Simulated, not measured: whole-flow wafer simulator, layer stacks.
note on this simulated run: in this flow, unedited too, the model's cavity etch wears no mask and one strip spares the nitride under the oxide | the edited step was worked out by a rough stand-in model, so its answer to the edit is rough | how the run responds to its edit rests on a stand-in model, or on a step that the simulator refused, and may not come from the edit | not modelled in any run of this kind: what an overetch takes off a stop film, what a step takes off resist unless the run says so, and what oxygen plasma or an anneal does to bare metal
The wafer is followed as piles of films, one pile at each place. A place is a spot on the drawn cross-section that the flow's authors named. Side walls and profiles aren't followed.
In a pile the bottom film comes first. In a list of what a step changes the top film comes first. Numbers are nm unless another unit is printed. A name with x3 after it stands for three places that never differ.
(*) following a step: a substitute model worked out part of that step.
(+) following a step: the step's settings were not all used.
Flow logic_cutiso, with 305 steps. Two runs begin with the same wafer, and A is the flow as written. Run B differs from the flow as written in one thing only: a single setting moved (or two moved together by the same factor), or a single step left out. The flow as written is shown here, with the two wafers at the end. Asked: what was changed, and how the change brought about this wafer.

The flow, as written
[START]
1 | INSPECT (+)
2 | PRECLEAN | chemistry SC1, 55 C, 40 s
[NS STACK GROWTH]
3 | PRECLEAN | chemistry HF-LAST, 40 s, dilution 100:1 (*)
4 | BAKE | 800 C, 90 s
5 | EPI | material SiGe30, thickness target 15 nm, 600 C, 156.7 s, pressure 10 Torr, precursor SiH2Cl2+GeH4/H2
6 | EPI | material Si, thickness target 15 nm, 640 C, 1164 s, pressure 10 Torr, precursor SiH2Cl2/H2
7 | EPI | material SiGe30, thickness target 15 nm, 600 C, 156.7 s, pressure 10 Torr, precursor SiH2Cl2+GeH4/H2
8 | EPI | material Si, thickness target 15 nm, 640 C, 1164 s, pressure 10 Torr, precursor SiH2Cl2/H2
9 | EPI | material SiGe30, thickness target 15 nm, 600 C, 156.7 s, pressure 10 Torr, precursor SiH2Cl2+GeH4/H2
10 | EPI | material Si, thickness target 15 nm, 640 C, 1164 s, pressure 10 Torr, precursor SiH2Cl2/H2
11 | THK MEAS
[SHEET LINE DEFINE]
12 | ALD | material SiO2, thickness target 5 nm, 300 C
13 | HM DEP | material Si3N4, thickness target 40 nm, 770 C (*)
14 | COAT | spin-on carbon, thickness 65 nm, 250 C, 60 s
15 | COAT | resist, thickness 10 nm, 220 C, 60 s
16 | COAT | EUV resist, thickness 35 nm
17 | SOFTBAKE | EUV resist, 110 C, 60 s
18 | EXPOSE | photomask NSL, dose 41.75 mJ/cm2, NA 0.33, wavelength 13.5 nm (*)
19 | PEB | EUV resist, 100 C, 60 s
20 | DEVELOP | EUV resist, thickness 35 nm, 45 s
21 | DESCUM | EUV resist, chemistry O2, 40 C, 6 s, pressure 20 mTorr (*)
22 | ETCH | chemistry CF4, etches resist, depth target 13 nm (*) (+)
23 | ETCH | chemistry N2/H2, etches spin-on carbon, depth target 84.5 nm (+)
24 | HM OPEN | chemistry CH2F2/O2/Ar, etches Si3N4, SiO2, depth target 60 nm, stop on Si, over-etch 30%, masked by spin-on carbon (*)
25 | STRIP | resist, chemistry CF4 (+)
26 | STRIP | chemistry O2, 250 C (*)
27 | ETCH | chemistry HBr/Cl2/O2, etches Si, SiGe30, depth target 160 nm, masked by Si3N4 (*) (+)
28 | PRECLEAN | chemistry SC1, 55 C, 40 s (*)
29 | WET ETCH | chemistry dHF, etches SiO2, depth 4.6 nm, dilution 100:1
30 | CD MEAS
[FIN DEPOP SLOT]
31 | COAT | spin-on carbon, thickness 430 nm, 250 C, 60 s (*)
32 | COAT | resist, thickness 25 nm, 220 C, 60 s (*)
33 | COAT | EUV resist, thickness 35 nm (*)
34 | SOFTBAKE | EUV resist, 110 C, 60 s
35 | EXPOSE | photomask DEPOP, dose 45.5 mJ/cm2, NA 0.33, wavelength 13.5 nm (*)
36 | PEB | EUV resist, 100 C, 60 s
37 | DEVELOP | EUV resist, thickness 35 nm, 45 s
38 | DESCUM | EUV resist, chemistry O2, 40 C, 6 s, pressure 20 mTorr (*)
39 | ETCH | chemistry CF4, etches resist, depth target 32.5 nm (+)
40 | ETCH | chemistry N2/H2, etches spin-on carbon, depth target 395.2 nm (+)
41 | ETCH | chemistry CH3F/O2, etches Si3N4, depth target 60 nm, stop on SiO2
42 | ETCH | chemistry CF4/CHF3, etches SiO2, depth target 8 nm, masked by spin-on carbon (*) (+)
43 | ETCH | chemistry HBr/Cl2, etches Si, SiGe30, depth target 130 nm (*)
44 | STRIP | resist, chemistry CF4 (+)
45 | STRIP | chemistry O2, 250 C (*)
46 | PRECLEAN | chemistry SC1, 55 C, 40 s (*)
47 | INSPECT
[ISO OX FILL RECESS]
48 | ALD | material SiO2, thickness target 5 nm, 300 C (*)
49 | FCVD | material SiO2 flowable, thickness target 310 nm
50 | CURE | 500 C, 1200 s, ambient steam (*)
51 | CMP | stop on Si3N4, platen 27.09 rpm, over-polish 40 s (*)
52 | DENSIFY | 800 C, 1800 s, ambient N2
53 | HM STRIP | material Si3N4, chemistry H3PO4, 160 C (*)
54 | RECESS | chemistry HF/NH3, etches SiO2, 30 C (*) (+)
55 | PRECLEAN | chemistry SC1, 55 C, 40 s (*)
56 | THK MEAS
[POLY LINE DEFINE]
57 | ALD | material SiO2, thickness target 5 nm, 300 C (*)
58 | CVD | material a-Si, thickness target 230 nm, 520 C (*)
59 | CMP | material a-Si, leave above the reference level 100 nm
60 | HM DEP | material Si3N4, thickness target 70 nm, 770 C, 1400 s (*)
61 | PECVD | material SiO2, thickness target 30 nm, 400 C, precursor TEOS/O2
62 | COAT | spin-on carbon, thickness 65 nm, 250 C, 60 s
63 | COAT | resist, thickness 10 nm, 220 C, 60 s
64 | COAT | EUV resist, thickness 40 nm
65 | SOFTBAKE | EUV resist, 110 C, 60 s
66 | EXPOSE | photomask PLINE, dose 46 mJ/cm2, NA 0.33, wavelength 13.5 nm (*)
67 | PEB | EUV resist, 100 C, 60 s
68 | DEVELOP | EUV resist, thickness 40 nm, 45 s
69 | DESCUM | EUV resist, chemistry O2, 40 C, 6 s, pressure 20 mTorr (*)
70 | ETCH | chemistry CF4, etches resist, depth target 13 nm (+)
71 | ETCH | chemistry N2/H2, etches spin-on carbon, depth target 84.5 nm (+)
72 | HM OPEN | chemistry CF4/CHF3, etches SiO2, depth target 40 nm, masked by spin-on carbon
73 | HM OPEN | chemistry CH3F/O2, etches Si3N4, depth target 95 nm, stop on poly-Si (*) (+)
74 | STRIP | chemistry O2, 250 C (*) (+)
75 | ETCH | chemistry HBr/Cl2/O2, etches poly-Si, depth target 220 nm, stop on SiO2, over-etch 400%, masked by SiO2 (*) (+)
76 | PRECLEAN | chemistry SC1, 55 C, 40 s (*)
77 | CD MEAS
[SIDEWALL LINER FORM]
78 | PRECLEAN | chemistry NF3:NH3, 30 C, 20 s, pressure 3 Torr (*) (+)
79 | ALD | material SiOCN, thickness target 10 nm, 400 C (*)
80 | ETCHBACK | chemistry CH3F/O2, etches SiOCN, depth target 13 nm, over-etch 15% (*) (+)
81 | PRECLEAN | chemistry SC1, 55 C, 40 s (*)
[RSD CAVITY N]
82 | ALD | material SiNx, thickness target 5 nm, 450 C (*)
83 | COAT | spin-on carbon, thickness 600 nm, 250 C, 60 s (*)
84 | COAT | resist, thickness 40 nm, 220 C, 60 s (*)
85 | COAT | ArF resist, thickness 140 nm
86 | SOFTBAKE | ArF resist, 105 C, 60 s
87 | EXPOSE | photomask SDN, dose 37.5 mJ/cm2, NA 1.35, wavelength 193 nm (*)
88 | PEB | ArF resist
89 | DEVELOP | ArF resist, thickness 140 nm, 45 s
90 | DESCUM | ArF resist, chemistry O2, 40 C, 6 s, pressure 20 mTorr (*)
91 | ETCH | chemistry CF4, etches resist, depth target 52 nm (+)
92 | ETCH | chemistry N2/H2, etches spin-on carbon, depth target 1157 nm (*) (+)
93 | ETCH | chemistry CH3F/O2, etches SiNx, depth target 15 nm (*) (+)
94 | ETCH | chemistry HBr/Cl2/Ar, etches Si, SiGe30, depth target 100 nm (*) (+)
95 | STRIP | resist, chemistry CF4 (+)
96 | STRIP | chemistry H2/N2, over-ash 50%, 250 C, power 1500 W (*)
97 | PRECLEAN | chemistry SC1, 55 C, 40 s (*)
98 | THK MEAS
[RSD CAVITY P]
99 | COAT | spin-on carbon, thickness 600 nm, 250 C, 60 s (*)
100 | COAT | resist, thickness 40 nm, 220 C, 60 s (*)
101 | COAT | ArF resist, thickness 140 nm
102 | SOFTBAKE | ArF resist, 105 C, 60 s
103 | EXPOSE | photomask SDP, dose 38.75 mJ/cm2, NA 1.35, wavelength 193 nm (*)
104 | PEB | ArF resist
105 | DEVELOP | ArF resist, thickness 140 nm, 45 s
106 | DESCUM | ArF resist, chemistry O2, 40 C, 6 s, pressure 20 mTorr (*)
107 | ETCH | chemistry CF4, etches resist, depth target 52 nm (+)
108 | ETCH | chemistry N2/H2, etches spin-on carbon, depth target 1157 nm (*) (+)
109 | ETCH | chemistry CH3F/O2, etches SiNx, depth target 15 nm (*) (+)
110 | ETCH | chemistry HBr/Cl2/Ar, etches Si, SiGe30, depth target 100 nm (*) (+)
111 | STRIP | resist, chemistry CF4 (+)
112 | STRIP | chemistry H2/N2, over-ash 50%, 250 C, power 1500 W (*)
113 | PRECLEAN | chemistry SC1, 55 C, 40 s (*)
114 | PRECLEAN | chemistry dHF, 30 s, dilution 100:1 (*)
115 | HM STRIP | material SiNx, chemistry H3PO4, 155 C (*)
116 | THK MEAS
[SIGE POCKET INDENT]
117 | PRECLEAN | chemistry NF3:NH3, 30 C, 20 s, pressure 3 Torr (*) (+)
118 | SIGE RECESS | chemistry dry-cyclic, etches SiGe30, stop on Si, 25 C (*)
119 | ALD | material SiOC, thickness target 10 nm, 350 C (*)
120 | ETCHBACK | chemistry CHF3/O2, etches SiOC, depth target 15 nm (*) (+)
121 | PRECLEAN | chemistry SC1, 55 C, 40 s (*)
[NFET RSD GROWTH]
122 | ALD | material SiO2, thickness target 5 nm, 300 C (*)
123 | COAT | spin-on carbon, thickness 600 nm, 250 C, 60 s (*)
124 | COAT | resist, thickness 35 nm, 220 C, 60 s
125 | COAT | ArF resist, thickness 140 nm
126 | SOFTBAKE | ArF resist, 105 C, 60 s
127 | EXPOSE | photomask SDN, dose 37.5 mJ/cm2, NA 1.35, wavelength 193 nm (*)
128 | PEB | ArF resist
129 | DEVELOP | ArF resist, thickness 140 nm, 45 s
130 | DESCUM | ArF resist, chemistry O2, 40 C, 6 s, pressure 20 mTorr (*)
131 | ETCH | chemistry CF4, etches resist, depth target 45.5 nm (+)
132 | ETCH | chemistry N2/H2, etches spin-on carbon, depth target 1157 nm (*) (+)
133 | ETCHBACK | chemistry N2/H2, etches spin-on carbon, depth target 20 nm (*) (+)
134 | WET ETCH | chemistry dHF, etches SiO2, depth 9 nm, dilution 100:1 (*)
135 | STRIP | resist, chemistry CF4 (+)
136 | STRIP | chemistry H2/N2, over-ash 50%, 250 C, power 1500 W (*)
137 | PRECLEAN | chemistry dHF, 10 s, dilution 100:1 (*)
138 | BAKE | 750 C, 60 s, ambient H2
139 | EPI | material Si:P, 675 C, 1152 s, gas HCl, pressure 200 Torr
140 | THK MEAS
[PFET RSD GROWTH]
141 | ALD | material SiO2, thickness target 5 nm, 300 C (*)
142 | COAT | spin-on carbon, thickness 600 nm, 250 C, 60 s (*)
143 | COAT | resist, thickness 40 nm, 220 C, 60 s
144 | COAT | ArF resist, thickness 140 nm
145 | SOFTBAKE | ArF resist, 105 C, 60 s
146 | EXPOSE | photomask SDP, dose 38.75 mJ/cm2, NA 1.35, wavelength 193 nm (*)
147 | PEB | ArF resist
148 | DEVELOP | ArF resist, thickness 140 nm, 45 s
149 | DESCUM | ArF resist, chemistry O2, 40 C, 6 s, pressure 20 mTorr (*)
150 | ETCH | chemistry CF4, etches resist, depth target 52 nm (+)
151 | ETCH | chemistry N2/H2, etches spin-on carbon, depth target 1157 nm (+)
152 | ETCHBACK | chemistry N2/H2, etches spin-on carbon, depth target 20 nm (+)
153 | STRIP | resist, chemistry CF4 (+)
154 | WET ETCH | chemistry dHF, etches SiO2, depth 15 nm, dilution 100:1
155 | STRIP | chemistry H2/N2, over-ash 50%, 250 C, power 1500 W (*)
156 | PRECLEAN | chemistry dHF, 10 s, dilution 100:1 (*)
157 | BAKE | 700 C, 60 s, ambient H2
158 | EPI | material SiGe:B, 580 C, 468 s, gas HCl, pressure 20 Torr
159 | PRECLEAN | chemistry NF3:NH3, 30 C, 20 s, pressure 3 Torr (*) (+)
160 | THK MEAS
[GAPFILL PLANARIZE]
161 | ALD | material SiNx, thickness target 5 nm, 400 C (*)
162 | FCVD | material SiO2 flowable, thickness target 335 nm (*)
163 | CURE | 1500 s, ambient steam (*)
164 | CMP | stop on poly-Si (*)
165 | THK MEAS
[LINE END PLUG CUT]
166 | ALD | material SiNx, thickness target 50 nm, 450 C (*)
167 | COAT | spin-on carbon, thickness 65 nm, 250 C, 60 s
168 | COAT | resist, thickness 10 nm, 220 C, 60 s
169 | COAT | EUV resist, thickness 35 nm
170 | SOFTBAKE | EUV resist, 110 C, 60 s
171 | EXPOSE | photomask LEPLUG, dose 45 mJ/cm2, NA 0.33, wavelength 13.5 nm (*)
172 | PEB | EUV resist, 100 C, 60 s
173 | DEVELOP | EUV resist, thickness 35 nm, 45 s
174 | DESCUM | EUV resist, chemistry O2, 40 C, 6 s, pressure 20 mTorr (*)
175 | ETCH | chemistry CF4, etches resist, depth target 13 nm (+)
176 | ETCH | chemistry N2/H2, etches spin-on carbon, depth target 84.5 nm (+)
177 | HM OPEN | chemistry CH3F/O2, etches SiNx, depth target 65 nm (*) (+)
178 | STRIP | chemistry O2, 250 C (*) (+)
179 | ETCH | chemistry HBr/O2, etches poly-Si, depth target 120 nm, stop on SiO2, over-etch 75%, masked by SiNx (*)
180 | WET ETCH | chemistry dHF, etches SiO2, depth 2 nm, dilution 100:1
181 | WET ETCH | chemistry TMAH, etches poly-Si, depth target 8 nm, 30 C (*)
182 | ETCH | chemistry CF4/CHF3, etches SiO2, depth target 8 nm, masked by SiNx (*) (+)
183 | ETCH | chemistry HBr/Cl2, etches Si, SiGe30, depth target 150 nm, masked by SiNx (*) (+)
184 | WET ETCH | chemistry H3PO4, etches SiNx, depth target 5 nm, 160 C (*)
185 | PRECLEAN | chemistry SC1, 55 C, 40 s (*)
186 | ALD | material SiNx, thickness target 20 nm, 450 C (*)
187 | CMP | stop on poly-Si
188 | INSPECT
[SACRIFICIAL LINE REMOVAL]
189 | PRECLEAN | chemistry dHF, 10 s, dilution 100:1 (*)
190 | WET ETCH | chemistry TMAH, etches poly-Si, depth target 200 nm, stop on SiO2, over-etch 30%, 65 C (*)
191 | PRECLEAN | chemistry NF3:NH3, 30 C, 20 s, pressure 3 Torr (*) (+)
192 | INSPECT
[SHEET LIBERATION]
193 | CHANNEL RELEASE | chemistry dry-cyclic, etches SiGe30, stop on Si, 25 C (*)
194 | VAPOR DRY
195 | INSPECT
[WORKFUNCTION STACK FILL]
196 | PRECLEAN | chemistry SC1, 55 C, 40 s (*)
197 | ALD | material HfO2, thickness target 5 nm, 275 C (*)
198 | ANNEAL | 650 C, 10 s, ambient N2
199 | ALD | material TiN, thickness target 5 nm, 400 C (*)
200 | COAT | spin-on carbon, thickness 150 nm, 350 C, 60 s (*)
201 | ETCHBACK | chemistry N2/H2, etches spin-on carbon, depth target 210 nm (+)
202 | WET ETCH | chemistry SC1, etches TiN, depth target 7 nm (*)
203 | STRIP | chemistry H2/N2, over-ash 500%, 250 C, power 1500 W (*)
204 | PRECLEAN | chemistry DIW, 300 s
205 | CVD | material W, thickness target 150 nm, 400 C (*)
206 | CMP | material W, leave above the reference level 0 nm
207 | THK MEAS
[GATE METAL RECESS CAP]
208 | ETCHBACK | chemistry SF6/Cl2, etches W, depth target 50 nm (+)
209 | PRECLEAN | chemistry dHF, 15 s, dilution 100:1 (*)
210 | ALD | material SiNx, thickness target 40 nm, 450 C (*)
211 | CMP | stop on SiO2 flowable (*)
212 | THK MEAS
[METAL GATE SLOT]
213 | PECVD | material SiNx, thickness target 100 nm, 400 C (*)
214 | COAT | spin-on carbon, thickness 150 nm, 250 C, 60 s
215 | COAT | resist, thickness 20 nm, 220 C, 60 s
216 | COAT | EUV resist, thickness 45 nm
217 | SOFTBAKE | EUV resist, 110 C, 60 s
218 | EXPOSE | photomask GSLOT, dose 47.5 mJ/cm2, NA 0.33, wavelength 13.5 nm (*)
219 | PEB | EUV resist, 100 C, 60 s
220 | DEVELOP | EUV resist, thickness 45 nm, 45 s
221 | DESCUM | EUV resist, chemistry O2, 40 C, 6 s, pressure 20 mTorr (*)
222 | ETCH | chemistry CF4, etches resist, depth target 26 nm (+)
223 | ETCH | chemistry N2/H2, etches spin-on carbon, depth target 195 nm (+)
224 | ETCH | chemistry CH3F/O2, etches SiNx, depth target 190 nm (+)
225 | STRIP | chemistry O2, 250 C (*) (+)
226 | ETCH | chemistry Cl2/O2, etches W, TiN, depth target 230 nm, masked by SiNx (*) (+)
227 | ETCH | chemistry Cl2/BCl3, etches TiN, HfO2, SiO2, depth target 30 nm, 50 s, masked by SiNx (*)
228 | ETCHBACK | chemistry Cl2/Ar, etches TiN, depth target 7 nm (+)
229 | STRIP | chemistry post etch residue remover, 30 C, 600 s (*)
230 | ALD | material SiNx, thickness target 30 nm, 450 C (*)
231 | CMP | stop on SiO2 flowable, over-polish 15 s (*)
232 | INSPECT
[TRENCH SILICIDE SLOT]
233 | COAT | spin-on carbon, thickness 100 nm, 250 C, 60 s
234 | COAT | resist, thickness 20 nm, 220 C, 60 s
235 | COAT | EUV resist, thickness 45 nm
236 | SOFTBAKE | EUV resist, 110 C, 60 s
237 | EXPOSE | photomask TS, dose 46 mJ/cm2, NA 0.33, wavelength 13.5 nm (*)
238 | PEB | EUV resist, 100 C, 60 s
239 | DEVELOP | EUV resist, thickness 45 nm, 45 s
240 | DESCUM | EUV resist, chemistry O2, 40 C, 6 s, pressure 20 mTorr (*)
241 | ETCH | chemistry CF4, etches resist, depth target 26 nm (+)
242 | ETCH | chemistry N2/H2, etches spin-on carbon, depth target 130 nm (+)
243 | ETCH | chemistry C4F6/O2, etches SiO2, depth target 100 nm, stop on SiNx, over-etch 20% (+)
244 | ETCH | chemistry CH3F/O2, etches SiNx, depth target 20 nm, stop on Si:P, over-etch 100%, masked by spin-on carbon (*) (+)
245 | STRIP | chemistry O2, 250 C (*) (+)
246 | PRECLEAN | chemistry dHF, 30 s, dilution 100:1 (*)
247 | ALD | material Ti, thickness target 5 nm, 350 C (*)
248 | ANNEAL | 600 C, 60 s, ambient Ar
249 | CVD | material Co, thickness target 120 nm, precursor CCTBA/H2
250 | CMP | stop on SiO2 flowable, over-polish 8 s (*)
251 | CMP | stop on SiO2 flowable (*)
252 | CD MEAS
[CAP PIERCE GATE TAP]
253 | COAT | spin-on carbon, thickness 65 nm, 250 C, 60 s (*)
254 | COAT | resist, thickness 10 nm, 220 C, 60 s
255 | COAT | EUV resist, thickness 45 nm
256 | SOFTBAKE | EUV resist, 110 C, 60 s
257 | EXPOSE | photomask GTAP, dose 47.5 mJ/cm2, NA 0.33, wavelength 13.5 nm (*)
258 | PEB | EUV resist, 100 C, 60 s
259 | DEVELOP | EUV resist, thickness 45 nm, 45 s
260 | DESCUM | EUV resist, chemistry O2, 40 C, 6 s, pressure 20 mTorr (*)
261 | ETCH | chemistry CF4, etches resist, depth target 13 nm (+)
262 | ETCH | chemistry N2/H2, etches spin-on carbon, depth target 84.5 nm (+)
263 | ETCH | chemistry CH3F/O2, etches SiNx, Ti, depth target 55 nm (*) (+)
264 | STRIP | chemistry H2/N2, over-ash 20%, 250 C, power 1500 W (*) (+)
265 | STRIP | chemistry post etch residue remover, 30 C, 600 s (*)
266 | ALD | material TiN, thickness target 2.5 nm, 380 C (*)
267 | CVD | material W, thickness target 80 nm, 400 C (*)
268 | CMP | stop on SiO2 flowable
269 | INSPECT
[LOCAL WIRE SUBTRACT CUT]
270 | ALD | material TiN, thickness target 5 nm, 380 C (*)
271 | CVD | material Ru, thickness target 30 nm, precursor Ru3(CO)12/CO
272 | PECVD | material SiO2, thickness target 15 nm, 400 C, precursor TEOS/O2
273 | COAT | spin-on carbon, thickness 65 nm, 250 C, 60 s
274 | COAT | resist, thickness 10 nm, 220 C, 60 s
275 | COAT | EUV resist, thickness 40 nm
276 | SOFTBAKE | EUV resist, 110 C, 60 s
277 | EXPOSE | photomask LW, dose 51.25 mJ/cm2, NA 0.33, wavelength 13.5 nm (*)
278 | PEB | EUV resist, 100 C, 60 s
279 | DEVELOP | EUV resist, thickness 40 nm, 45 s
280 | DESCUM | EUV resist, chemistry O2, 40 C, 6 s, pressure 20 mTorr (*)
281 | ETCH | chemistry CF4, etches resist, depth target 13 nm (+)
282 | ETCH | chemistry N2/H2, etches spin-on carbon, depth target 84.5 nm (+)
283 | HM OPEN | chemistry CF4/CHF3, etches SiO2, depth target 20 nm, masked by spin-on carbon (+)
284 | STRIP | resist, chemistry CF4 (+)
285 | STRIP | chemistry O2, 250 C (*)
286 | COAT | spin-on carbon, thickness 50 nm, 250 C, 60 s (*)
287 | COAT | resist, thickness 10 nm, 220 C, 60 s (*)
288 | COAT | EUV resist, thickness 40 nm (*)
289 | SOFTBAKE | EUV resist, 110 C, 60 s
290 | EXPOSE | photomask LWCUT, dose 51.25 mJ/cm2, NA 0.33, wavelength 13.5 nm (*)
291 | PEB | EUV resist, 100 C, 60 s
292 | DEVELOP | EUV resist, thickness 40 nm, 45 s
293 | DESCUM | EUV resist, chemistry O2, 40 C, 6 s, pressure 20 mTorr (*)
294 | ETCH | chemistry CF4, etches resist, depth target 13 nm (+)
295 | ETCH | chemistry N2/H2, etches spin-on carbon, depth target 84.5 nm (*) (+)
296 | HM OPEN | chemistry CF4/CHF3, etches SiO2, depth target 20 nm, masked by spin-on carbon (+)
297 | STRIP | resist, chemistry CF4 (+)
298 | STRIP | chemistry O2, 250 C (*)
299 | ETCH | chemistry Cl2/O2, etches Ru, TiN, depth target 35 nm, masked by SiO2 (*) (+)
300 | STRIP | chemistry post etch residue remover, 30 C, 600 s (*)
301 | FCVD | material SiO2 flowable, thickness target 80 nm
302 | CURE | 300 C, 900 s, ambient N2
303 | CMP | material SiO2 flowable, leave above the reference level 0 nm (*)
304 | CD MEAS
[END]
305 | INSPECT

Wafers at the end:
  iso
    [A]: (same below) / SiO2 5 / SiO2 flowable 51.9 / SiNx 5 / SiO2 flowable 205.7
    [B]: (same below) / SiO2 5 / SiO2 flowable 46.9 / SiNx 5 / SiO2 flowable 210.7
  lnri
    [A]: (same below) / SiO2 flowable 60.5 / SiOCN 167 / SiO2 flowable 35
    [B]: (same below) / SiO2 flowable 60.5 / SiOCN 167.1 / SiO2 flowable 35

Cause: step 119, ALD: thickness target 5 nm was run, while the flow as written has thickness target 10 nm.

Step by step, how the change led to this:
  119 | ALD | material SiOC, thickness target 10 nm, 350 C (*)
      depop, dpovl, gfld and 14 more: A SiOC gains 10 (new film) | B SiOC gains 5 (new film)
      lnr, lnrp, lnrt: A SiOC gains 10 (new film), SiOC gains 16 (new film), cavity loses 16 (all of it), SiOC gains 16 (new film), cavity loses 16 (all of it), SiOC gains 16 (new film), cavity loses 16 (all of it) | B SiOC gains 5 (new film), SiOC gains 16 (new film), cavity loses 16 (all of it), SiOC gains 16 (new film), cavity loses 16 (all of it), SiOC gains 16 (new film), cavity loses 16 (all of it)
      (also at 2 further places)
  120 | ETCHBACK | chemistry CHF3/O2, etches SiOC, depth target 15 nm (*) (+)
      depop, dpovl, gfld, gxf, isow, ns, nsgap, plug: A SiOC loses 10 (all of it), SiO2 loses 5 | B SiOC loses 5 (all of it), SiO2 loses 9.64 (all of it), Si3N4 loses 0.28
      gxn: A SiOC loses 11 (all of it), SiO2 loses 4.21 (all of it) | B SiOC loses 5 (all of it), SiO2 loses 4.21 (all of it), Si3N4 loses 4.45
      (also at 13 further places)
  122 | ALD | material SiO2, thickness target 5 nm, 300 C (*)
      depop, dpovl, gfld, gxf, isow, ns, nsgap, plug: A SiO2 gains 5 | B SiO2 gains 5 (new film)
  141 | ALD | material SiO2, thickness target 5 nm, 300 C (*)
      gxn: A SiO2 gains 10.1 (new film) | B SiO2 gains 12.3 (new film)
      gxp: A SiO2 gains 5 | B SiO2 gains 5.79
  153 | STRIP | resist, chemistry CF4 (+)
      gxp: A SiO2 loses 3.06 (all of it) | B SiO2 loses 3.74 (all of it)
  159 | PRECLEAN | chemistry NF3:NH3, 30 C, 20 s, pressure 3 Torr (*) (+)
      depop, dpovl, gfld, gxf, isow, ns, nsgap, plug: A SiO2 loses 7.43 | B SiO2 loses 6.96 (all of it)
  161 | ALD | material SiNx, thickness target 5 nm, 400 C (*)
      gxp: A SiNx gains 5 (new film) | B SiNx gains 5.58 (new film)
  164 | CMP | stop on poly-Si (*)
      depop, dpovl, isow, ns, nsgap: A SiO2 flowable loses 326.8 (all of it), SiNx loses 5 (all of it), SiO2 loses 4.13 (all of it), Si3N4 loses 70 (all of it) | B SiO2 flowable loses 326.8 (all of it), SiNx loses 5 (all of it), Si3N4 loses 69.7 (all of it)
      gfld, gxf: A SiO2 flowable loses 251.9 (all of it), SiNx loses 5 (all of it), SiO2 loses 4.13 (all of it), Si3N4 loses 70 (all of it) | B SiO2 flowable loses 254.1 (all of it), SiNx loses 5 (all of it), Si3N4 loses 69.7 (all of it)
      (also at 10 further places)
